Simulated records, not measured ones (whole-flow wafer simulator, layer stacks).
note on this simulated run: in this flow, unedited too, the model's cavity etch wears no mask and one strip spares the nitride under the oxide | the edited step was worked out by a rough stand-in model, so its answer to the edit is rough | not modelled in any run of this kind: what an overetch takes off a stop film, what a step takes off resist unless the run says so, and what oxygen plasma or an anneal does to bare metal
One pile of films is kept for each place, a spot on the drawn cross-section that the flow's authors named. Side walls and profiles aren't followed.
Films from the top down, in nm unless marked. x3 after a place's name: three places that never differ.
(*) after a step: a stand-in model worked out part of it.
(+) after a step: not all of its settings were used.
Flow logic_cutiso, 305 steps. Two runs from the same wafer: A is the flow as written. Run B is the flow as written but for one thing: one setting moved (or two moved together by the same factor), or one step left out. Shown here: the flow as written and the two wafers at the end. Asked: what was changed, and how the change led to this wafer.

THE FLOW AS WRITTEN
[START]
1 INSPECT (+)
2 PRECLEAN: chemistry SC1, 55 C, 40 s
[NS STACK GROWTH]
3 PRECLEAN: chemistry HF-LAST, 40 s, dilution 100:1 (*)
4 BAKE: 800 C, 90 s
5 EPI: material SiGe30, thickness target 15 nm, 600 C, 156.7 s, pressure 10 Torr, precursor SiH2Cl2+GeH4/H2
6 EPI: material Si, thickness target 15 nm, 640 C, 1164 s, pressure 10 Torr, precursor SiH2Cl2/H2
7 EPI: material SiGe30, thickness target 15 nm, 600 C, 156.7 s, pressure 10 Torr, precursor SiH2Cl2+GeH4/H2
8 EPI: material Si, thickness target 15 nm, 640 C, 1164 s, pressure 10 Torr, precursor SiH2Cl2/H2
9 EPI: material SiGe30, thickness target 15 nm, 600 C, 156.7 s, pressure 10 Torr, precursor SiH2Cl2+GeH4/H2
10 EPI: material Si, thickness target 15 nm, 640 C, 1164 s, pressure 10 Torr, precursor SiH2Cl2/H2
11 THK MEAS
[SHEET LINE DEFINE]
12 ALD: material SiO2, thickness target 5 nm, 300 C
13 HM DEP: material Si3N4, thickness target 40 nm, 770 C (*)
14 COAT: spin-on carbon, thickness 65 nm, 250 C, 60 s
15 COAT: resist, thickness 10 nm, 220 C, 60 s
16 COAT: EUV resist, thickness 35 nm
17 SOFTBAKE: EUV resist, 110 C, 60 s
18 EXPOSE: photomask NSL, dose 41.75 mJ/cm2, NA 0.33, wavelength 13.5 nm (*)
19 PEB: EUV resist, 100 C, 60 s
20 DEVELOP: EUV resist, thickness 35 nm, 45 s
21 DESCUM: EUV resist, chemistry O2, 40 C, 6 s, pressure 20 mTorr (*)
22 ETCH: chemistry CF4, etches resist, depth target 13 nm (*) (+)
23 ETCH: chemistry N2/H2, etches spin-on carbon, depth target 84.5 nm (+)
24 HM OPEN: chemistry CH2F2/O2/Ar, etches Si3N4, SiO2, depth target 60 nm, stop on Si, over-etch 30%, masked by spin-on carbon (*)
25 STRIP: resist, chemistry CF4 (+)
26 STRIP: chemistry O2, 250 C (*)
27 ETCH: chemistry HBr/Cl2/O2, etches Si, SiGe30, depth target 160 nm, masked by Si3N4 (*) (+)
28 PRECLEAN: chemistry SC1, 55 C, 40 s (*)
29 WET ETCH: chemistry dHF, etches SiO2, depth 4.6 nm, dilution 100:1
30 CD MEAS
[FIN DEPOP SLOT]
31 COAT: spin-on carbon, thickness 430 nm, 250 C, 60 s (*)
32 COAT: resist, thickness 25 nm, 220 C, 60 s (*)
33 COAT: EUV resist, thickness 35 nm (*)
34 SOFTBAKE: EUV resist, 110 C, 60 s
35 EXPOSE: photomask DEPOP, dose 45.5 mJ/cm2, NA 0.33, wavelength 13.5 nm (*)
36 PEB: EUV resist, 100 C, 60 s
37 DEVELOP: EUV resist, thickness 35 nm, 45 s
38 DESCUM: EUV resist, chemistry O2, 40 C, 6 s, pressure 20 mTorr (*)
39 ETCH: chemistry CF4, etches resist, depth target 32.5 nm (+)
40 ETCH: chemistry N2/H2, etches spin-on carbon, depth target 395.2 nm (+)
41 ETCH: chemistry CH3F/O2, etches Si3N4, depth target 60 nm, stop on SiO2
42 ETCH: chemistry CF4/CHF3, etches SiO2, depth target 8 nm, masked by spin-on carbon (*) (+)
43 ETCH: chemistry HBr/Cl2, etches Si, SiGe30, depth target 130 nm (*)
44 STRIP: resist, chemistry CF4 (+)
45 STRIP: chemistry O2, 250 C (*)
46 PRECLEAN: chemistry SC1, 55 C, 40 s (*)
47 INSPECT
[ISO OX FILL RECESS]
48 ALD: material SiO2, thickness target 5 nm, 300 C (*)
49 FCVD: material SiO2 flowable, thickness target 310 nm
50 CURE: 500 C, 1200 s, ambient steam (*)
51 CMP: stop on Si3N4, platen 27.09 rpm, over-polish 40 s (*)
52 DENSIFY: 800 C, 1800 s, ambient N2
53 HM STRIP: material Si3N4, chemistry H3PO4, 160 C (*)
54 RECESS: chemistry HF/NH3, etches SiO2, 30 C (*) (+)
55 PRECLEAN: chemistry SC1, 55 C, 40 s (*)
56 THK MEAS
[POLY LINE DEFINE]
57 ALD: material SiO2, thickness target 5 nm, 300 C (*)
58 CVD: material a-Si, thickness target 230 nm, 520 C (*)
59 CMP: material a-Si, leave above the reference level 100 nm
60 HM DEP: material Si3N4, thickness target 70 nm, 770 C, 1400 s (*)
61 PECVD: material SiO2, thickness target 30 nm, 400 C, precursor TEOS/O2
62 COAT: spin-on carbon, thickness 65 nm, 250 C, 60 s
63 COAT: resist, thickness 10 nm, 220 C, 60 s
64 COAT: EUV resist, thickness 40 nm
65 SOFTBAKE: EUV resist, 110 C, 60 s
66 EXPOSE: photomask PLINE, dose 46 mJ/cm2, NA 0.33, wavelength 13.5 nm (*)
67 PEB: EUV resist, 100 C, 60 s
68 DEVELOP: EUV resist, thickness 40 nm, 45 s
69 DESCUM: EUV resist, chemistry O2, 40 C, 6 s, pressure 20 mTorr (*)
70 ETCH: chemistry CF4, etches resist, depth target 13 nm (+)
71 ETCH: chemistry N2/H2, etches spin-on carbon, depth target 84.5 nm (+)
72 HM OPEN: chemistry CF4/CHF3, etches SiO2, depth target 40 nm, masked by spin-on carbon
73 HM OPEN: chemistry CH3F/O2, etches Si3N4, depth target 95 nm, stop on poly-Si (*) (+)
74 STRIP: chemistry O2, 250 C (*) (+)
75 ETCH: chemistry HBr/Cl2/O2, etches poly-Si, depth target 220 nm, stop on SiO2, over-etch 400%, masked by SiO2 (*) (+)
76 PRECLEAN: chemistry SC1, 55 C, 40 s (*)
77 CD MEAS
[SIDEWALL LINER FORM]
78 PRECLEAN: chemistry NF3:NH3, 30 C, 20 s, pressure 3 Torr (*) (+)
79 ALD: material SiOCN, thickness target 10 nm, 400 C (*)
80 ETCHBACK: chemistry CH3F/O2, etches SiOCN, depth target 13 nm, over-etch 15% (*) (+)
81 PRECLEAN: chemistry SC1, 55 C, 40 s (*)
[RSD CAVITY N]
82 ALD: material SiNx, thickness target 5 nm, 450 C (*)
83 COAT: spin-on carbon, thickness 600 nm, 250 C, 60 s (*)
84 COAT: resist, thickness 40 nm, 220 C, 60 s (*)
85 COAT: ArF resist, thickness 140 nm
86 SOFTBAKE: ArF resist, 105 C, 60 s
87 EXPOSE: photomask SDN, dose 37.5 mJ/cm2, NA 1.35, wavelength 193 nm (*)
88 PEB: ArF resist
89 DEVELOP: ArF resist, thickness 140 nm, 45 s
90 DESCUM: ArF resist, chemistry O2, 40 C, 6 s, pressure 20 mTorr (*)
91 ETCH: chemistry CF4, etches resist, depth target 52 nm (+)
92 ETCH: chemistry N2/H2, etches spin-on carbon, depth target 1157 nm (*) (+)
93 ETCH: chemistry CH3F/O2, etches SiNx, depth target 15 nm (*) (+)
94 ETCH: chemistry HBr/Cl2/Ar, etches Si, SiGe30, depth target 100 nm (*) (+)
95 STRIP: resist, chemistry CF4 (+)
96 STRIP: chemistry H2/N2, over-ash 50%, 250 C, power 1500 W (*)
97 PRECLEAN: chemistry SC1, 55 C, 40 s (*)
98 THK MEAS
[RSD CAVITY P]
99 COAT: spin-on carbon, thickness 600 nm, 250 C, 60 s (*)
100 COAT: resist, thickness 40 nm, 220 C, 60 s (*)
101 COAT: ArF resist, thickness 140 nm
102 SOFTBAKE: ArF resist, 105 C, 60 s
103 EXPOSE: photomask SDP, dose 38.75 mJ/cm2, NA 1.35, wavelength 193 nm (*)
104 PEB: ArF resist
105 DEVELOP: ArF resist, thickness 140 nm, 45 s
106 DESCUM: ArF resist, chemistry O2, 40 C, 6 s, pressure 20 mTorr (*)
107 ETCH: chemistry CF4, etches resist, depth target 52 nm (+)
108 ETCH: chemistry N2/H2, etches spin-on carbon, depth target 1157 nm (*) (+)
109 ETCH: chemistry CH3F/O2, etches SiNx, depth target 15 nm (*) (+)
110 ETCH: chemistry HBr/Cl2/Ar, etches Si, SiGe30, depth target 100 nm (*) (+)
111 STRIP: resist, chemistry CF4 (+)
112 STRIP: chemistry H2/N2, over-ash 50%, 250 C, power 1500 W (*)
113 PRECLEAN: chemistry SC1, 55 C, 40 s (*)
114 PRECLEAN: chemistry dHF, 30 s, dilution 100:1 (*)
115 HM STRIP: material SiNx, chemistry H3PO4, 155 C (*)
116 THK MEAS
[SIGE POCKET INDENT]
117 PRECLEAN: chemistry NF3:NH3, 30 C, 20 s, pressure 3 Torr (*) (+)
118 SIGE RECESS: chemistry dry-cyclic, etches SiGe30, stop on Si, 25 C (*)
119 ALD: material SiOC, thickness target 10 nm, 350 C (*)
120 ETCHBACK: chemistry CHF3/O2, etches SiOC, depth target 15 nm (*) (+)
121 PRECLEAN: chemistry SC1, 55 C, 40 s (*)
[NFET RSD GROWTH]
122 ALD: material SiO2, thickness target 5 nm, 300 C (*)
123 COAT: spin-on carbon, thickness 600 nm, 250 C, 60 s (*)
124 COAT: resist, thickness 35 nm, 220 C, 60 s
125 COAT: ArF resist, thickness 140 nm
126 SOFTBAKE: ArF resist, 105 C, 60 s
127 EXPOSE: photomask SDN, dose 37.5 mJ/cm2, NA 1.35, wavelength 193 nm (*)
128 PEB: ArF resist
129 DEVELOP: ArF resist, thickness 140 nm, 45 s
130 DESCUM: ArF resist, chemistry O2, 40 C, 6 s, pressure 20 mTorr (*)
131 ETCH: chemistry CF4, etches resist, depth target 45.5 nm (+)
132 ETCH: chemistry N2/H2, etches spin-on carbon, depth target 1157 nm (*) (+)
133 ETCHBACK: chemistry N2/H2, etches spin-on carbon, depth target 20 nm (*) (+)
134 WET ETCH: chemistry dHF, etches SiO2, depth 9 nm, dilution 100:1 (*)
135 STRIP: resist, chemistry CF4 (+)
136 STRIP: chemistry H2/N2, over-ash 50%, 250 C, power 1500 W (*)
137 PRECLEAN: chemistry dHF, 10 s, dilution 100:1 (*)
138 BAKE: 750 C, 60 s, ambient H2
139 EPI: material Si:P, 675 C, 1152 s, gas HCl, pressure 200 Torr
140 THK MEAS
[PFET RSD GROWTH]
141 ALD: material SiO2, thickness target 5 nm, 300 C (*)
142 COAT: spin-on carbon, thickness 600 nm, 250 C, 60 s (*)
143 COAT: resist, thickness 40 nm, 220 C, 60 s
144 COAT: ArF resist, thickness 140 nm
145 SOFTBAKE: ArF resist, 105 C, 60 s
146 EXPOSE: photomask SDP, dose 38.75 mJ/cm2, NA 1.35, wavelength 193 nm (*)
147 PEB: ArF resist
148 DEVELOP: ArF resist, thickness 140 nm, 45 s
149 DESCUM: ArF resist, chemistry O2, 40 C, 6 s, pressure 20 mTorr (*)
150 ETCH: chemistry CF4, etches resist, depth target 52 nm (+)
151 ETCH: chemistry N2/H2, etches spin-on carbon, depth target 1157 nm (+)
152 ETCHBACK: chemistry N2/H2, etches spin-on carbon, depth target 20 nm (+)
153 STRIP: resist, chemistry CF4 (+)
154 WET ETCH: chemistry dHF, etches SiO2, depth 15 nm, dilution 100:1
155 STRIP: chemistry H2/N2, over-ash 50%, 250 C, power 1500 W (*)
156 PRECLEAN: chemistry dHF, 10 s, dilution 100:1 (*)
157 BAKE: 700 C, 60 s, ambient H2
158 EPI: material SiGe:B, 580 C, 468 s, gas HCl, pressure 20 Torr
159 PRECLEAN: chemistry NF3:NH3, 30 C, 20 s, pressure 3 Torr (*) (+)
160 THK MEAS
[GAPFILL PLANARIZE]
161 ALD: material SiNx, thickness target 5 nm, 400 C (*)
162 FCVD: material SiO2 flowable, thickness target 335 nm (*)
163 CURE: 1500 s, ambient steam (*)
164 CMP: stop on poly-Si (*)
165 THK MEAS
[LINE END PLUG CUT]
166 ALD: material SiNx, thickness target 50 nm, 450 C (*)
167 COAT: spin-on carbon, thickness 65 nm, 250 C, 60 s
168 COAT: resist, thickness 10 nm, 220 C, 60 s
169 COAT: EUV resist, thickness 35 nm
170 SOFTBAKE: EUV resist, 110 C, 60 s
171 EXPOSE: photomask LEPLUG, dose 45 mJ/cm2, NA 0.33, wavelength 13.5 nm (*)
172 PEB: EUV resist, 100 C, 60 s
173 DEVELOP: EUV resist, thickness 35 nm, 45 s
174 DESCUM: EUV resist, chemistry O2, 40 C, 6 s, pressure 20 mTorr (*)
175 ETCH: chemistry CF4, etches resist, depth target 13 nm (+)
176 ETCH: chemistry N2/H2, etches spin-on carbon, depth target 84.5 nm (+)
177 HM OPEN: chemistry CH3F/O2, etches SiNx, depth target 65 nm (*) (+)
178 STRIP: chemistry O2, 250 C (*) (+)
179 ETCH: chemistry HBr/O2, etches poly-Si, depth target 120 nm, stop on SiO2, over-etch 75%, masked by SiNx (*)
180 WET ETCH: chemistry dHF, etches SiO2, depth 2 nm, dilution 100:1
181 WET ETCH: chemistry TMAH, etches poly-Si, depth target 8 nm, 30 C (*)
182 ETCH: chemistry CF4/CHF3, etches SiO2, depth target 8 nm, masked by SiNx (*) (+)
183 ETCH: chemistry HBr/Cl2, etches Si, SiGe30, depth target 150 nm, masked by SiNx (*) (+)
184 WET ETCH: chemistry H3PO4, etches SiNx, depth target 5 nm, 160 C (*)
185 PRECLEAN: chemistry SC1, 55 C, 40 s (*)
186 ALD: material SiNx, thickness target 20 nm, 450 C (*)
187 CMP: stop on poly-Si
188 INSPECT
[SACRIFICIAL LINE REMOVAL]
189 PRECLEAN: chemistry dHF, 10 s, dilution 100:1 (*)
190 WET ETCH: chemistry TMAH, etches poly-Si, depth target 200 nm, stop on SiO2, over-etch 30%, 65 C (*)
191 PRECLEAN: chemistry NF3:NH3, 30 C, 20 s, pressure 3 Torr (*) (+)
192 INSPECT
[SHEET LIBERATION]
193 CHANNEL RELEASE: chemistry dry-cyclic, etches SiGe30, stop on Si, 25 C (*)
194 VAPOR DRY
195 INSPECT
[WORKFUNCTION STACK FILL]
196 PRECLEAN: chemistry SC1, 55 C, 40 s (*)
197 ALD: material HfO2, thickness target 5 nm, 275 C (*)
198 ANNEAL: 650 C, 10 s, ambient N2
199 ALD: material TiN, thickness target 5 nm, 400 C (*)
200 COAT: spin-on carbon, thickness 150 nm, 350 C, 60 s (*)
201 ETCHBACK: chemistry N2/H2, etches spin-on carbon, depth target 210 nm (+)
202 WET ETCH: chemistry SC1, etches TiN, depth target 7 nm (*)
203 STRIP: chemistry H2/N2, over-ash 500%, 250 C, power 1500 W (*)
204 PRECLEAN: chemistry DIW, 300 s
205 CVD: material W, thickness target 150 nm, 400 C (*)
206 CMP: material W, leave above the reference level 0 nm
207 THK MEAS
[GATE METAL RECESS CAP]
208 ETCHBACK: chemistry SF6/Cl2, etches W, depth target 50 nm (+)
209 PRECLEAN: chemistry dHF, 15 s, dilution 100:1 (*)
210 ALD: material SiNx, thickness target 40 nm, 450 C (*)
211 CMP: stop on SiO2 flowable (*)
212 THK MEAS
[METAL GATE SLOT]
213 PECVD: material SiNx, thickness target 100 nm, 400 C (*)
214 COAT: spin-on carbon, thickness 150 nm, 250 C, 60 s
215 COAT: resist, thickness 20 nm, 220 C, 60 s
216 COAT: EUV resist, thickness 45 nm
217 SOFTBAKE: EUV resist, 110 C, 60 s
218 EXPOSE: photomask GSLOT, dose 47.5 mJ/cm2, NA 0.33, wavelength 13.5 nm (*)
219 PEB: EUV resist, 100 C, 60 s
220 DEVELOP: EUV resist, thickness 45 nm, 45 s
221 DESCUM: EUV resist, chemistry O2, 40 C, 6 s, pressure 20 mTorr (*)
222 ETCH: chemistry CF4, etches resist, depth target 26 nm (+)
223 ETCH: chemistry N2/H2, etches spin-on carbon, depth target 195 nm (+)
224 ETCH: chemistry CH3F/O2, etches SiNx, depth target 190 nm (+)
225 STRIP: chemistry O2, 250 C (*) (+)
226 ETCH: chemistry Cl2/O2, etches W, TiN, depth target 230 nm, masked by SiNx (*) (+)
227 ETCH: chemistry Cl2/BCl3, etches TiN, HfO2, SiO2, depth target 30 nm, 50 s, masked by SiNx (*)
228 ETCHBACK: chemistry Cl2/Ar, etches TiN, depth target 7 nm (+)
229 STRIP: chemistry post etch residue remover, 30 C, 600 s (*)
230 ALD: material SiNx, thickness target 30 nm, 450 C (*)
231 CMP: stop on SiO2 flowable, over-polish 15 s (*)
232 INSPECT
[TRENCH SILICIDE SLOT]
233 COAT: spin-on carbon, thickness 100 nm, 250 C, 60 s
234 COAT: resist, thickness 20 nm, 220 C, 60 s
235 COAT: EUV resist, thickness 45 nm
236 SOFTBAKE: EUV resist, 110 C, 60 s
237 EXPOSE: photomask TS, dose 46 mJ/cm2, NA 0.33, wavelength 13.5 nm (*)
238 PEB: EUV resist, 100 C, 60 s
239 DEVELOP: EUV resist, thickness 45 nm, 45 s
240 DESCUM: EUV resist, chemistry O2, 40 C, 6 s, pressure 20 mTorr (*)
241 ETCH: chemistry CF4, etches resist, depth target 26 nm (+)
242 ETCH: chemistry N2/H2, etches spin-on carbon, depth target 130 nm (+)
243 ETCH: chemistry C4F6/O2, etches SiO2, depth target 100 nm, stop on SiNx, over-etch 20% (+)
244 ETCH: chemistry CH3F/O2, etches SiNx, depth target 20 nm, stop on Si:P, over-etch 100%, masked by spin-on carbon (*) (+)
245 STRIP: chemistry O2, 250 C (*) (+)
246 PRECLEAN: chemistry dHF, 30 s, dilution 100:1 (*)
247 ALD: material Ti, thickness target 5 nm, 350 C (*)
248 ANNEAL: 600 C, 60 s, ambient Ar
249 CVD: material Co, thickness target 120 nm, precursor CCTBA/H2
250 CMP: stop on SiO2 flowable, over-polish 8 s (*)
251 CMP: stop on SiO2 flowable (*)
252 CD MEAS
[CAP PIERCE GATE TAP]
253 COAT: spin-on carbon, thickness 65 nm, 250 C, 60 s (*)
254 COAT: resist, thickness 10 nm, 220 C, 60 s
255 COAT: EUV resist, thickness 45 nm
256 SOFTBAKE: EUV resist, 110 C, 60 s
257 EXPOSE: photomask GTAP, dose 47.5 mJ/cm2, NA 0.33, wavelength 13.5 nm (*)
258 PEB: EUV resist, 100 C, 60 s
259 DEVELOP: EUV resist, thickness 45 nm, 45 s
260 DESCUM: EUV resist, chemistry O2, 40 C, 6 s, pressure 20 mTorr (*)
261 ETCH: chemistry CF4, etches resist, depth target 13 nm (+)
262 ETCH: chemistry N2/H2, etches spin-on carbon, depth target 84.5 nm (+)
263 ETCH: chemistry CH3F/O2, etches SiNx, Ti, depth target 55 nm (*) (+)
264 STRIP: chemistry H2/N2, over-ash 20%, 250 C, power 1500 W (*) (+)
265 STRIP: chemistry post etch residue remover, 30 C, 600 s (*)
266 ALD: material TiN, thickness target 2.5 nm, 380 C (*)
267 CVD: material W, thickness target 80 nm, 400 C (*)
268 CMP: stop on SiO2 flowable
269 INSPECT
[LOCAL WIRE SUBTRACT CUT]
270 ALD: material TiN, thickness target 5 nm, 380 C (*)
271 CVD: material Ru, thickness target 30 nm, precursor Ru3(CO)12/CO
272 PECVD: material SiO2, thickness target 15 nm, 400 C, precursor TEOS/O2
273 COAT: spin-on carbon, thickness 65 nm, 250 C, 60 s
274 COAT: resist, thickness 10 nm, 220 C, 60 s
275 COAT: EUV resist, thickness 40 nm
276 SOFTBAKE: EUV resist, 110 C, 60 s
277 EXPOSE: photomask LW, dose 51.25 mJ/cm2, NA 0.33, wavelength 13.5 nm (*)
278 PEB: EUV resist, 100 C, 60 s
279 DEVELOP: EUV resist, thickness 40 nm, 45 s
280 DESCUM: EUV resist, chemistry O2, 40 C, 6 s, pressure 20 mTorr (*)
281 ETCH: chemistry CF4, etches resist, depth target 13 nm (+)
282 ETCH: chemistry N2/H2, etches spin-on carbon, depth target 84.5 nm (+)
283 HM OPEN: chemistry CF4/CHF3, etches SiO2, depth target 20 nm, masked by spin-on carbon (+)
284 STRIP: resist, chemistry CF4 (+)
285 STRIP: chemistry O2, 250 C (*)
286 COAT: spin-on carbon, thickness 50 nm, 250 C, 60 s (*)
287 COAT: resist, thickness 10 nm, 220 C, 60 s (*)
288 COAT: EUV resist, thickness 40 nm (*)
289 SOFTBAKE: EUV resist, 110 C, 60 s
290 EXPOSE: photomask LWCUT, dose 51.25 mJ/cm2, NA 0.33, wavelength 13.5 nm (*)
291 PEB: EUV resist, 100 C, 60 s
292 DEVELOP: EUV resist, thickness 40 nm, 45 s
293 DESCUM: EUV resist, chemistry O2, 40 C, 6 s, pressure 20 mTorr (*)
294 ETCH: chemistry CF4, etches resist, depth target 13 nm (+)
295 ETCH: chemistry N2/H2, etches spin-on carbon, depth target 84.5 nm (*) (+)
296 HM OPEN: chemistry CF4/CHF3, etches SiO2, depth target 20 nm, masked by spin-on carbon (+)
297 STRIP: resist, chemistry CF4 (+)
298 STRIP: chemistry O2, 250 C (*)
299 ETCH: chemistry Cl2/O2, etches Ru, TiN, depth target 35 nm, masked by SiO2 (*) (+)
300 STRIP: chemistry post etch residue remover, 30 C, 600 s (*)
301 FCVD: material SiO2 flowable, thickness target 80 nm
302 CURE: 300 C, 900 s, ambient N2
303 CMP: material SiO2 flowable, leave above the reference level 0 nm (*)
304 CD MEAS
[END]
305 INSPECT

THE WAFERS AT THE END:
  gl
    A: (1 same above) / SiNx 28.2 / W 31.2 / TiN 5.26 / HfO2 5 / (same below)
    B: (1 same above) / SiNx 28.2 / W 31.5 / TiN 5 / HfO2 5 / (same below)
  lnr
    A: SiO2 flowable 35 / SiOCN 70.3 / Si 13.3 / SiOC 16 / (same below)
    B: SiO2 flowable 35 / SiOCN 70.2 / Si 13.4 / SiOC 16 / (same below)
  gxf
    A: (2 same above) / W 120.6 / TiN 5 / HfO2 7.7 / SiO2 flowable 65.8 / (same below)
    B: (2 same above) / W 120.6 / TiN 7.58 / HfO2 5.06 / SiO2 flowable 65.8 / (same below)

The cause: step 75, ETCH: over-etch 320% was run, where the flow has over-etch 400%.

How the change led to this, step by step:
  75 ETCH: chemistry HBr/Cl2/O2, etches poly-Si, depth target 220 nm, stop on SiO2, over-etch 400%, masked by SiO2 (*) (+)
      lnr, lnrp, lnrt, rsdn, rsdp, rsdw, rsdx: A chemical SiO2 -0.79 (all of it), poly-Si -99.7 (all of it), SiO2 -5 (all of it) | B chemical SiO2 -0.79 (all of it), poly-Si -99.7 (all of it), SiO2 -4.12
      depop, dpovl, gfld and 10 more: A SiO2 -9.58 | B SiO2 -8.82
      (and at 2 more places)
  78 PRECLEAN: chemistry NF3:NH3, 30 C, 20 s, pressure 3 Torr (*) (+)
      lnr, lnrp, lnrt, rsdn, rsdp, rsdw, rsdx: A chemical SiO2 -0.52 (all of it) | B SiO2 -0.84 (all of it), chemical SiO2 -0.49 (all of it)
      iso, lnri: A SiO2 -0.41 (all of it), SiO2 flowable -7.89 | B SiO2 -1.28 (all of it), SiO2 flowable -6.88
  120 ETCHBACK: chemistry CHF3/O2, etches SiOC, depth target 15 nm (*) (+)
      gl, tap: A SiOC -10 (all of it), SiO2 -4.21 (all of it), Si3N4 -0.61 | B SiOC -10 (all of it), SiO2 -4.97 (all of it)
      glp: A SiOC -10 (all of it), SiO2 -4.25 (all of it), Si3N4 -0.58 | B SiOC -10 (all of it), SiO2 -5.01 (all of it)
      (and at 2 more places)
  122 ALD: material SiO2, thickness target 5 nm, 300 C (*)
      gxn: A SiO2 +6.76 (new film) | B SiO2 +6.79
      gxp: A SiO2 +6.75 (new film) | B SiO2 +6.78
  133 ETCHBACK: chemistry N2/H2, etches spin-on carbon, depth target 20 nm (*) (+)
      gxn: A SiO2 -0.7 (all of it), Si3N4 -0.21 | B SiO2 -1.11
  134 WET ETCH: chemistry dHF, etches SiO2, depth 9 nm, dilution 100:1 (*)
      gxn: A Si3N4 -0.34 | B SiO2 -0.53 (all of it), Si3N4 -0.24
  153 STRIP: resist, chemistry CF4 (+)
      gxp: A SiO2 -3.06 (all of it) | B SiO2 -4.01 (all of it)
  164 CMP: stop on poly-Si (*)
      depop, dpovl, isow, ns, nsgap: A SiO2 flowable -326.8 (all of it), SiNx -5 (all of it), SiO2 -4.13 (all of it), Si3N4 -70 (all of it) | B SiO2 flowable -326.8 (all of it), SiNx -5 (all of it), SiO2 -4.88 (all of it), Si3N4 -70 (all of it)
      gfld, gxf: A SiO2 flowable -251.9 (all of it), SiNx -5 (all of it), SiO2 -4.13 (all of it), Si3N4 -70 (all of it) | B SiO2 flowable -251.6 (all of it), SiNx -5 (all of it), SiO2 -4.88 (all of it), Si3N4 -70 (all of it)
      (and at 1 more place)
  197 ALD: material HfO2, thickness target 5 nm, 275 C (*)
      gxf: A HfO2 +7.7 (new film) | B HfO2 +5.06 (new film)
  199 ALD: material TiN, thickness target 5 nm, 400 C (*)
      gxf: A TiN +5 (new film) | B TiN +7.58 (new film)
